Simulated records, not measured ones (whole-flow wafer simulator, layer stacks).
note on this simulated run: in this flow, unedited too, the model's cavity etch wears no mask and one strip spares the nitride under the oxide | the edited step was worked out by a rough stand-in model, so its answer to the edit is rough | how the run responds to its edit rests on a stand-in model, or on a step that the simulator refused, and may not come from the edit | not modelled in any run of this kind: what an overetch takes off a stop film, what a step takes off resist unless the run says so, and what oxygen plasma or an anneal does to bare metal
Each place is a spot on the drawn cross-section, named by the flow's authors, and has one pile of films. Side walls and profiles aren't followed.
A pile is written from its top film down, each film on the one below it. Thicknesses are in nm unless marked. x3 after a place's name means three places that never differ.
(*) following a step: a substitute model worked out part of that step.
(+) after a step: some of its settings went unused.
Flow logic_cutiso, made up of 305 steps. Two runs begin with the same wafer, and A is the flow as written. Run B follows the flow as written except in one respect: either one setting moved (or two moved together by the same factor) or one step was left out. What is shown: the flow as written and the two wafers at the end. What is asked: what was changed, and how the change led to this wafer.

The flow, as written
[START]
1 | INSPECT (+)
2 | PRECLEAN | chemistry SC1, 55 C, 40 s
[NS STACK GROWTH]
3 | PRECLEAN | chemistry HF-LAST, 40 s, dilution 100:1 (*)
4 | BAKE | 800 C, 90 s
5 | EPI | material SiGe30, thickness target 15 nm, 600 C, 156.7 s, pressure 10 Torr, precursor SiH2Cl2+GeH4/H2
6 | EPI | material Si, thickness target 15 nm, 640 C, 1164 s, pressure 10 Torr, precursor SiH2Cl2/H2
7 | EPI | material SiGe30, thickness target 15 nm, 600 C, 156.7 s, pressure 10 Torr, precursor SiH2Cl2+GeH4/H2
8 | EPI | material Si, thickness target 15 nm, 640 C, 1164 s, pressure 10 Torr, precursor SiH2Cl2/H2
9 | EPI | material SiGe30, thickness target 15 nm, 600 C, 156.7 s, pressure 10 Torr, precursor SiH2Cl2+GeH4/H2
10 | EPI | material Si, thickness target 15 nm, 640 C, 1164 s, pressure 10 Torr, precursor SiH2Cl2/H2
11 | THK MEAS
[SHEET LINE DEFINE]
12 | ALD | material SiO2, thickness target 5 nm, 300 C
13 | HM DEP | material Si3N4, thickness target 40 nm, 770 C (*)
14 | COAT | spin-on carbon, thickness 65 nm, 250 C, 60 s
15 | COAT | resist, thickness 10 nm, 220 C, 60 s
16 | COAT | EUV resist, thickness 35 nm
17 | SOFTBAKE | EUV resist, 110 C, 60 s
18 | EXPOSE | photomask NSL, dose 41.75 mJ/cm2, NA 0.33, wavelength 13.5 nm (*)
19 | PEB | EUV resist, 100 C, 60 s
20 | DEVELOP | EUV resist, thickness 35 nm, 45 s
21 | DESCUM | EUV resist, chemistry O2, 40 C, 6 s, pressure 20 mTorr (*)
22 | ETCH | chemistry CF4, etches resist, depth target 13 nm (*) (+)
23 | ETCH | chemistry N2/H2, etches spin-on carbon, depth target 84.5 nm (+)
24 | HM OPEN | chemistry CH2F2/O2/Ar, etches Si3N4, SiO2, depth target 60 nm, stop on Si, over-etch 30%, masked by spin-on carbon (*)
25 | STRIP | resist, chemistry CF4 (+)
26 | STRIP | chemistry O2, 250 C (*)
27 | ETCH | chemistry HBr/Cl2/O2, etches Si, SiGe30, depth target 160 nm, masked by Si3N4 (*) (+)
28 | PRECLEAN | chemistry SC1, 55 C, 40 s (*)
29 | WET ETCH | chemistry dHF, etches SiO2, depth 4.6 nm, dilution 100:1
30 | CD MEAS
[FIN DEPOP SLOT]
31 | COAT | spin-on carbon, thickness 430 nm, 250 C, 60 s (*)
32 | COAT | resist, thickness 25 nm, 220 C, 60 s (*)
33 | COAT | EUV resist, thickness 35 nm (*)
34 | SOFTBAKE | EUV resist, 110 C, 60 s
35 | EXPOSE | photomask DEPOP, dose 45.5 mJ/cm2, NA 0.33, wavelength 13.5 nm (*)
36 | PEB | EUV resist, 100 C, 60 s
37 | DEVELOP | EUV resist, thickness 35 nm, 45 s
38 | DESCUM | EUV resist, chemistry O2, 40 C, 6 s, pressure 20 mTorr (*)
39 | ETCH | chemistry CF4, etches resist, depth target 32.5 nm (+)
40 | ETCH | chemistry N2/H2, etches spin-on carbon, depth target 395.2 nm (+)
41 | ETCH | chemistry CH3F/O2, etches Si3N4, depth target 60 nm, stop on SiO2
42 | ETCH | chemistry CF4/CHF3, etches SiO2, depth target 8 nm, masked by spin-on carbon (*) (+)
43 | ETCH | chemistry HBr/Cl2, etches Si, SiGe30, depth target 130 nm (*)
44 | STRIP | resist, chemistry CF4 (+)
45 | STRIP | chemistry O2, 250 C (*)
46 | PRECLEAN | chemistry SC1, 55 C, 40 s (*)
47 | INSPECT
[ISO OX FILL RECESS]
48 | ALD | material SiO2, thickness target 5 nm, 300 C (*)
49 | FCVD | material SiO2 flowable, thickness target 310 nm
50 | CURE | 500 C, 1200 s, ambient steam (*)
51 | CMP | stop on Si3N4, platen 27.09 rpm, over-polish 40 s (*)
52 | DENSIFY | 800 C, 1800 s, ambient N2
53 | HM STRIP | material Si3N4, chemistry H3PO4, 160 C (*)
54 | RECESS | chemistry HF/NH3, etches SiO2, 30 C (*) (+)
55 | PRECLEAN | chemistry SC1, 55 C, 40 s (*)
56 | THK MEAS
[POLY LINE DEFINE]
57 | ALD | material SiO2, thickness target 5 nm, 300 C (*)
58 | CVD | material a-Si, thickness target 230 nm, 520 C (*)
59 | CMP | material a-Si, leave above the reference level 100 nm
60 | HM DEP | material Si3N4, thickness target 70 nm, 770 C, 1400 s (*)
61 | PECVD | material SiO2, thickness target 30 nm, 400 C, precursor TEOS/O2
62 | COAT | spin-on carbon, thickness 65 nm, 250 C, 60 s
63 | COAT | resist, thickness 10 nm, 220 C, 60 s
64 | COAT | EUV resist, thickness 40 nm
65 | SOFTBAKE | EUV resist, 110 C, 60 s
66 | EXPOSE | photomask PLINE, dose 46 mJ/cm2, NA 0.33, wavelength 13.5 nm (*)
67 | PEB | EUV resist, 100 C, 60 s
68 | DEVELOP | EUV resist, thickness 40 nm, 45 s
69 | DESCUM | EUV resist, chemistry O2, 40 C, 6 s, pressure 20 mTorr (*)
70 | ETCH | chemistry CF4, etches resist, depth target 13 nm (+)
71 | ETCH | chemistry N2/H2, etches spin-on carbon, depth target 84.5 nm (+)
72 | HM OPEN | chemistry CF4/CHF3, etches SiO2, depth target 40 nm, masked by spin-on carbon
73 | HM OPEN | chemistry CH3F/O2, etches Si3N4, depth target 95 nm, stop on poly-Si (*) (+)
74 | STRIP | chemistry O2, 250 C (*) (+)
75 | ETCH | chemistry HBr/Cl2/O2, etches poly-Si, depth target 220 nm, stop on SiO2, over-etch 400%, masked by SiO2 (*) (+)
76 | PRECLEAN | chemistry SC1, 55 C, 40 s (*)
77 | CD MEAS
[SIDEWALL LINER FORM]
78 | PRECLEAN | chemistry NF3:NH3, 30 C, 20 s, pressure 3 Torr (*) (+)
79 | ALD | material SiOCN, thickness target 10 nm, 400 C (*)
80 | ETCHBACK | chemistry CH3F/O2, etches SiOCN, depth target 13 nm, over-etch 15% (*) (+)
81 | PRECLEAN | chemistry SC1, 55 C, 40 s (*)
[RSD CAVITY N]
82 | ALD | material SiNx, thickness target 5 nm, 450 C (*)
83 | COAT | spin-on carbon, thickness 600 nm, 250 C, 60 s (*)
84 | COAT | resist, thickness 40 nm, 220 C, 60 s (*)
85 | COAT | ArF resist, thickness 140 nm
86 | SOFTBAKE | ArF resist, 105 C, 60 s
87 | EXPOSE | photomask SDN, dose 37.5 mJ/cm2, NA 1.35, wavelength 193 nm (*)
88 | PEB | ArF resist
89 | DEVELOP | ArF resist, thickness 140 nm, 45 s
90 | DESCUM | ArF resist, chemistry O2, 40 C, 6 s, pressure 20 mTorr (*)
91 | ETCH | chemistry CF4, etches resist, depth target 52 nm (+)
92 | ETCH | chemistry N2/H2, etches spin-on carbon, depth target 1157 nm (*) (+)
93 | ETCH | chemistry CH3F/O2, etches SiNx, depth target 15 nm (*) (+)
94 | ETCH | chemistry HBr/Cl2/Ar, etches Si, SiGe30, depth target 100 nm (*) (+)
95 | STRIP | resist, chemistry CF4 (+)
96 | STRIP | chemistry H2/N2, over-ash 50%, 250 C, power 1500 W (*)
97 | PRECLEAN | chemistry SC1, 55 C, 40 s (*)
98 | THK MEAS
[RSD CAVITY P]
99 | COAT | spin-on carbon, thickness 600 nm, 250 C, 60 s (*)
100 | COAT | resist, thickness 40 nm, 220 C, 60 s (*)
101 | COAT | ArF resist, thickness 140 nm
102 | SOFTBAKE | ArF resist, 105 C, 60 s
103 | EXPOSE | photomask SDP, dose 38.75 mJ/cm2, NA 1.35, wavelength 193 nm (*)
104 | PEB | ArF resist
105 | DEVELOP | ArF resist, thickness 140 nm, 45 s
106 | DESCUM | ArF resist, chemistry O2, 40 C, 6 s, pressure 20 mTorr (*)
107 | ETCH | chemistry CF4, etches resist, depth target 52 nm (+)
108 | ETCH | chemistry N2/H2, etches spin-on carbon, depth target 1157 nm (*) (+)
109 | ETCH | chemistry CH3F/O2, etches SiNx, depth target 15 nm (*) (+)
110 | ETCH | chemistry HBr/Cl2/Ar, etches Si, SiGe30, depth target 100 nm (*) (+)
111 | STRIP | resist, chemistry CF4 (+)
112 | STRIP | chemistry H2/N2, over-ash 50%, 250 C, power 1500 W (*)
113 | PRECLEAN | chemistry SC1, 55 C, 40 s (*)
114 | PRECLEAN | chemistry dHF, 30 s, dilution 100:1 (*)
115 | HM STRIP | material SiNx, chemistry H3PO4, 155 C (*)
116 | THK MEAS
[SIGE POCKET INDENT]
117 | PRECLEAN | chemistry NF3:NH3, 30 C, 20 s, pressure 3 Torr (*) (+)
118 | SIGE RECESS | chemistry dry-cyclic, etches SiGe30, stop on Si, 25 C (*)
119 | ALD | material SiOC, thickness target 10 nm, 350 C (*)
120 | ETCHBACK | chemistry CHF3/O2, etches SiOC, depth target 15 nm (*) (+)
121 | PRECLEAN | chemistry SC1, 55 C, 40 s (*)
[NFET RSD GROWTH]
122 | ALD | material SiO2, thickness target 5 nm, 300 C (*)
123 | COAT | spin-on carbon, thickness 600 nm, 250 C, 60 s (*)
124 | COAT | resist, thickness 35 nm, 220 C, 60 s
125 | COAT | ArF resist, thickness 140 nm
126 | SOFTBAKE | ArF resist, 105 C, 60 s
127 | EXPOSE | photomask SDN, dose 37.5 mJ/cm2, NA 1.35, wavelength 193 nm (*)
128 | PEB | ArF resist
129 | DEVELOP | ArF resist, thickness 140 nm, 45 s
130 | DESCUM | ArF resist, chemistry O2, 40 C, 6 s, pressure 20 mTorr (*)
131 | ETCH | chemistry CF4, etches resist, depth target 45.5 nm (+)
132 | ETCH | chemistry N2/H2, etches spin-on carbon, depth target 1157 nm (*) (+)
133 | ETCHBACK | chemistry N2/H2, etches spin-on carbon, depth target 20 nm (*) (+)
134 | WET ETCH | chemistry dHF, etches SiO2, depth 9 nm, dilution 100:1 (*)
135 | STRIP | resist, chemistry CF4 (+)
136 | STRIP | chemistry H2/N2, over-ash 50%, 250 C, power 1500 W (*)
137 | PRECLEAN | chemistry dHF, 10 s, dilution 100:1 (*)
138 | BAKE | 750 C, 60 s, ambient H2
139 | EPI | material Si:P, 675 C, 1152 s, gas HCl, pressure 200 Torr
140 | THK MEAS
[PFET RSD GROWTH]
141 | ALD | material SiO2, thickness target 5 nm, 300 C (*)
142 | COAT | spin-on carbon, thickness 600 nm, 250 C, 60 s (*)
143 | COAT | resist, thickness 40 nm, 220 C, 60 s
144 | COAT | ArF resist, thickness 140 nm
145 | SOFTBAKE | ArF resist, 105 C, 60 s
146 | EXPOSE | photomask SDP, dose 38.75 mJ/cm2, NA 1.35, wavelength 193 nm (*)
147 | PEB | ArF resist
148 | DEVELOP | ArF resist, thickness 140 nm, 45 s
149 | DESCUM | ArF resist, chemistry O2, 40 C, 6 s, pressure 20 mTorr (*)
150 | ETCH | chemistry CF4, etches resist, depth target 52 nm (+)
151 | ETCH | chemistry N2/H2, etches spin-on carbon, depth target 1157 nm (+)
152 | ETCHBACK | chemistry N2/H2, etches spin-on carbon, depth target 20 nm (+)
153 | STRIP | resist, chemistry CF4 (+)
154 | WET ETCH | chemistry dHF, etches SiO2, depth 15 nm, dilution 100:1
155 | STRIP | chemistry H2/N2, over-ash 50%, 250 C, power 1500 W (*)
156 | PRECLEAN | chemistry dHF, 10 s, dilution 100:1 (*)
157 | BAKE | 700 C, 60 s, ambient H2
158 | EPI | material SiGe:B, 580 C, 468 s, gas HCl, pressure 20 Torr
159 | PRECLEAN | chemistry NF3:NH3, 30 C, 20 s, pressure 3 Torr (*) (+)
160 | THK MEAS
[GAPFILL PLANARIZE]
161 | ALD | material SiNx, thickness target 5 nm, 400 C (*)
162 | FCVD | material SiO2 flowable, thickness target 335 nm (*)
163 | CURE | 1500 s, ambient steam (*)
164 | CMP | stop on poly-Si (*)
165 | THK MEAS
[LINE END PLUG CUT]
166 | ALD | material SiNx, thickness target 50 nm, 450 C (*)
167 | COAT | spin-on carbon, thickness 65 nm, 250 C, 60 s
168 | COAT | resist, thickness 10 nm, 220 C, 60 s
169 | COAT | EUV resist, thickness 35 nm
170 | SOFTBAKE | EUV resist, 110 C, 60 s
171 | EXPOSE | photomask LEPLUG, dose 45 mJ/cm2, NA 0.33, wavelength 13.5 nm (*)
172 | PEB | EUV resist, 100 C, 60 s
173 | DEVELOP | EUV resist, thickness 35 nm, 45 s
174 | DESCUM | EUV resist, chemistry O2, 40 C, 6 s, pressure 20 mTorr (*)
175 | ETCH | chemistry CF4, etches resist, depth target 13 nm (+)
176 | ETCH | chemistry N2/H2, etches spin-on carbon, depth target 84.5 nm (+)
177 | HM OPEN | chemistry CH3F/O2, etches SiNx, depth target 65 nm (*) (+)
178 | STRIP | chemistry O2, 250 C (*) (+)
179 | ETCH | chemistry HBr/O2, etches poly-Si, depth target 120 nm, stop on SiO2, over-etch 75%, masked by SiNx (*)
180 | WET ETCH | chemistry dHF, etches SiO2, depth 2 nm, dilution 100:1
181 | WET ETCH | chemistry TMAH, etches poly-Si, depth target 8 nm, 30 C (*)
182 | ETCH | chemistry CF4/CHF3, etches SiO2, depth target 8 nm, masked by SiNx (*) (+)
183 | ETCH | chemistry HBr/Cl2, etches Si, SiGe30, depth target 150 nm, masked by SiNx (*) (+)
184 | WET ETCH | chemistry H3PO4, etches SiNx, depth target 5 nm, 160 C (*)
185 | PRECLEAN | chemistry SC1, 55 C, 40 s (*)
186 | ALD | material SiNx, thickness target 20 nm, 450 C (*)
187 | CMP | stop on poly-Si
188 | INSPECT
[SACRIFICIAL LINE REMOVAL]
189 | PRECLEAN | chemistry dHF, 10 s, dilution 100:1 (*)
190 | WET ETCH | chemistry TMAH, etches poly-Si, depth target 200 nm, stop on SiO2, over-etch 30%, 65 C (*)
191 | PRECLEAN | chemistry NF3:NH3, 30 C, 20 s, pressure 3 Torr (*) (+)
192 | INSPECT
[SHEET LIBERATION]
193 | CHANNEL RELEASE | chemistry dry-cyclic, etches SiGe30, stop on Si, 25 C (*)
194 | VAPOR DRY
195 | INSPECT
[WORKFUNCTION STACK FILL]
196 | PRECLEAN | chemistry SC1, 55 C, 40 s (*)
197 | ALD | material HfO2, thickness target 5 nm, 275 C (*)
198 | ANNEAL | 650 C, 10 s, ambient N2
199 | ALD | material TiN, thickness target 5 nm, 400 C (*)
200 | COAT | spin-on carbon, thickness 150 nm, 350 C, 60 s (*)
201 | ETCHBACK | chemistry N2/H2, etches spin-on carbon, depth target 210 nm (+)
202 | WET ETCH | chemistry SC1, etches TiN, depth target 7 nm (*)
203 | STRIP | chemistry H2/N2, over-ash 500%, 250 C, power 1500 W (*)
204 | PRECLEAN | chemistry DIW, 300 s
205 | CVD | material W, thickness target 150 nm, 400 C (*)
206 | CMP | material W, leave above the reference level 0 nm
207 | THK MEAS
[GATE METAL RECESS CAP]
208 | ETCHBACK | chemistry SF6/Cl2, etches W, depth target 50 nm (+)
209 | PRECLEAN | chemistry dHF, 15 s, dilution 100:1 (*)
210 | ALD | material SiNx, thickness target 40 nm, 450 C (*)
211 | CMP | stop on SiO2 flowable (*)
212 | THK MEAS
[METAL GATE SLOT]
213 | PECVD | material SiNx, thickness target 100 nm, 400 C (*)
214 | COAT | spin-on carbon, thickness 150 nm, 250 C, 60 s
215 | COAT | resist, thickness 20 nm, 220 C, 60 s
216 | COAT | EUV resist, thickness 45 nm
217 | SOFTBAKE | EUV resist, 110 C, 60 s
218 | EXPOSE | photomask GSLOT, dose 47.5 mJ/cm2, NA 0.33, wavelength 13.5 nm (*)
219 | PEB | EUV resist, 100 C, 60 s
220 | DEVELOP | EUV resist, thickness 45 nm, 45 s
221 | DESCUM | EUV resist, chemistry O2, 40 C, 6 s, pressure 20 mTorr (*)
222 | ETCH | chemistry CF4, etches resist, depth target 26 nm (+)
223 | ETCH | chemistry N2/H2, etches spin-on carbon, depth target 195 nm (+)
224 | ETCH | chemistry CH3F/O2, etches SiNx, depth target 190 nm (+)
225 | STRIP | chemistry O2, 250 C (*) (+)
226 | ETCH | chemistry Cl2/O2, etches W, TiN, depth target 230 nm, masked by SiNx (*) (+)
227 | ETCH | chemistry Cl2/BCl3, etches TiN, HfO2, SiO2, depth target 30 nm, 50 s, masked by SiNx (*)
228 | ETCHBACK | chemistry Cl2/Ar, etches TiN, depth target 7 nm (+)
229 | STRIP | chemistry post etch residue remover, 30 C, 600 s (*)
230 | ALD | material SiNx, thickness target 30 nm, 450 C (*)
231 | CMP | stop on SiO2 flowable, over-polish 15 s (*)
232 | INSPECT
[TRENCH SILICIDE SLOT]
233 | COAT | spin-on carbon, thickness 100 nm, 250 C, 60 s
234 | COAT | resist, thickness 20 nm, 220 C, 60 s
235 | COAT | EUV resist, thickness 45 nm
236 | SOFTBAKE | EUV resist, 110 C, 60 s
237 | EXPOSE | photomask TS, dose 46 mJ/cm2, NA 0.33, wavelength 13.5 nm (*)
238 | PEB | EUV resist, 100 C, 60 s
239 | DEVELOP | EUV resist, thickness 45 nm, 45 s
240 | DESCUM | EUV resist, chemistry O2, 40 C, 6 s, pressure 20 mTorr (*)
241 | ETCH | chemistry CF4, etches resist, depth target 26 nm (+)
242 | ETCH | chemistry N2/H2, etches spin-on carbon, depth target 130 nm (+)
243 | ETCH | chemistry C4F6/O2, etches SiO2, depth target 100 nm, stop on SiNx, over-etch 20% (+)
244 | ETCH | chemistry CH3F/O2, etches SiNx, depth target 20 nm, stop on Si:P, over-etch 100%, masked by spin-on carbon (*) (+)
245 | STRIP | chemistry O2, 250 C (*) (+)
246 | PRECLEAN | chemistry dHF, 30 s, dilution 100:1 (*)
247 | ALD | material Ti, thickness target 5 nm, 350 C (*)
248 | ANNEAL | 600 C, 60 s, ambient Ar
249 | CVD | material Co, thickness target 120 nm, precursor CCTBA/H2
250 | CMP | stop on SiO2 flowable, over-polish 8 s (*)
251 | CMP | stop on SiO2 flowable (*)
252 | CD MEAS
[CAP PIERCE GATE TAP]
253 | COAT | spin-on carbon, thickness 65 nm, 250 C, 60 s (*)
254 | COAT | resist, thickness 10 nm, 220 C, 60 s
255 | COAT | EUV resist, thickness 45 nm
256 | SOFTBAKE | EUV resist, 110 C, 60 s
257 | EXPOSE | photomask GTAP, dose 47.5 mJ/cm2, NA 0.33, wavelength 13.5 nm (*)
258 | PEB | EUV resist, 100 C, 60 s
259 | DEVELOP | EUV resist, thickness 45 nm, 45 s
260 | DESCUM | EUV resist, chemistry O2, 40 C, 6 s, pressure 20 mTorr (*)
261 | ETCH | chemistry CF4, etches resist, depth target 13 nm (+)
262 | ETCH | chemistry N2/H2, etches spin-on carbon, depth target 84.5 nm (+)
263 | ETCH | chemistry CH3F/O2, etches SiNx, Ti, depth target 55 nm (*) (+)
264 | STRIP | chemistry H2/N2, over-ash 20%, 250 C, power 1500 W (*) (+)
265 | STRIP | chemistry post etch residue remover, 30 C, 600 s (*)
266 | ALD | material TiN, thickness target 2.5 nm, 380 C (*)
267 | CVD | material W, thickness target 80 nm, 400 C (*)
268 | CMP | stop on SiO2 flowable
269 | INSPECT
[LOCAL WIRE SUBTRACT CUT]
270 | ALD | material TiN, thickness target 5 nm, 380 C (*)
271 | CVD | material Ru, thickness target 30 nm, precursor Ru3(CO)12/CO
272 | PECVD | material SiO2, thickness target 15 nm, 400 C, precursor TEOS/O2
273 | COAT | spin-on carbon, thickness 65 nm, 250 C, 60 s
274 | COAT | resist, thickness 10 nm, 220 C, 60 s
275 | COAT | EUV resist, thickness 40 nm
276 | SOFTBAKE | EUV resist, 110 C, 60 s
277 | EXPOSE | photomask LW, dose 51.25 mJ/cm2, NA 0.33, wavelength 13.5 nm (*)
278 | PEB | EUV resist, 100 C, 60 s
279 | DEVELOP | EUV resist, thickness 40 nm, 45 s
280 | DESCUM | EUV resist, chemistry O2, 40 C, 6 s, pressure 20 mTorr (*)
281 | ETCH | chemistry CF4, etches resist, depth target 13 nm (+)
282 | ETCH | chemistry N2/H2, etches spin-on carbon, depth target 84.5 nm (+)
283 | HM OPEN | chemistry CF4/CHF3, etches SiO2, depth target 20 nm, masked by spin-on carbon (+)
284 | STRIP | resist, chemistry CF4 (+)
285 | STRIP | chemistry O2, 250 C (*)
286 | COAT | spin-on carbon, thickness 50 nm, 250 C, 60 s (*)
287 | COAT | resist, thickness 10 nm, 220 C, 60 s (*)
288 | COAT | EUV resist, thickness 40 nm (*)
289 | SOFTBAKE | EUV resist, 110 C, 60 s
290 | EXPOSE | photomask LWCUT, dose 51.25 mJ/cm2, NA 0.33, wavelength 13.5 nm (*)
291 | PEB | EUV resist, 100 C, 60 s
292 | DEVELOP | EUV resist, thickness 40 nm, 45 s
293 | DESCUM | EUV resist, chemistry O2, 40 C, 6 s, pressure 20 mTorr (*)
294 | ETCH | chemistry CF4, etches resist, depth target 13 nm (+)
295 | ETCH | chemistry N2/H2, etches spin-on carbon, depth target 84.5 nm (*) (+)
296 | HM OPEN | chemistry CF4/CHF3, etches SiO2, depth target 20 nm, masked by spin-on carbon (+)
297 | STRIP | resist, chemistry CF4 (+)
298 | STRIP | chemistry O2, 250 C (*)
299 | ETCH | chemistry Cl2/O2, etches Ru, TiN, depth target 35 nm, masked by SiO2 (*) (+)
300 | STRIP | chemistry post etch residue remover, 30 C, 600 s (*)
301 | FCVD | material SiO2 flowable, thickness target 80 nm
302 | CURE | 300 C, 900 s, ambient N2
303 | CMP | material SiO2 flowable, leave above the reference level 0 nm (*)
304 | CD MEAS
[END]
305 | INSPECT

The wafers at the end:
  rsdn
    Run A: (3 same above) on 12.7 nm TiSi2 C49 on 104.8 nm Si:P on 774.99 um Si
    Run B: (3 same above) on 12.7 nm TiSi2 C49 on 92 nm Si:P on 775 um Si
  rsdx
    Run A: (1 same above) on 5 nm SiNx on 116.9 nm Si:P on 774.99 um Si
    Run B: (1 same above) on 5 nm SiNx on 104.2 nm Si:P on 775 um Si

Cause: step 94, ETCH: depth target 80 nm was run, though the flow has depth target 100 nm.

How this came from the change, step by step:
  94 | ETCH | chemistry HBr/Cl2/Ar, etches Si, SiGe30, depth target 100 nm (*) (+)
      rsdn, rsdx: A -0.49 chemical SiO2 (all of it), -12.8 Si (all of it), -15 SiGe30 (all of it), -15 Si (all of it), -15 SiGe30 (all of it), -15 Si (all of it), -15 SiGe30 (all of it), -12.2 Si | B -0.49 chemical SiO2 (all of it), -12.8 Si (all of it), -15 SiGe30 (all of it), -15 Si (all of it), -15 SiGe30 (all of it), -15 Si (all of it), -7.17 SiGe30
  99 | COAT | spin-on carbon, thickness 600 nm, 250 C, 60 s (*)
      rsdn, rsdx: A +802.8 spin-on carbon (new film) | B +786.1 spin-on carbon (new film)
  112 | STRIP | chemistry H2/N2, over-ash 50%, 250 C, power 1500 W (*)
      rsdn, rsdx: A -802.8 spin-on carbon (all of it) | B -786.1 spin-on carbon (all of it)
  115 | HM STRIP | material SiNx, chemistry H3PO4, 155 C (*)
      rsdn, rsdx: A +0.5 chemical SiO2 (new film), -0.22 Si | B +0.5 chemical SiO2 (new film), -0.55 SiGe30
  118 | SIGE RECESS | chemistry dry-cyclic, etches SiGe30, stop on Si, 25 C (*)
      rsdn, rsdx: A nothing | B -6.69 SiGe30 (all of it)
  135 | STRIP | resist, chemistry CF4 (+)
      gl: A -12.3 Si3N4 | B -12.9 Si3N4
      tap: A -12.2 Si3N4 | B -12.9 Si3N4
  139 | EPI | material Si:P, 675 C, 1152 s, gas HCl, pressure 200 Torr
      rsdn, rsdx: A +116.9 Si:P (new film) | B +104.2 Si:P (new film)
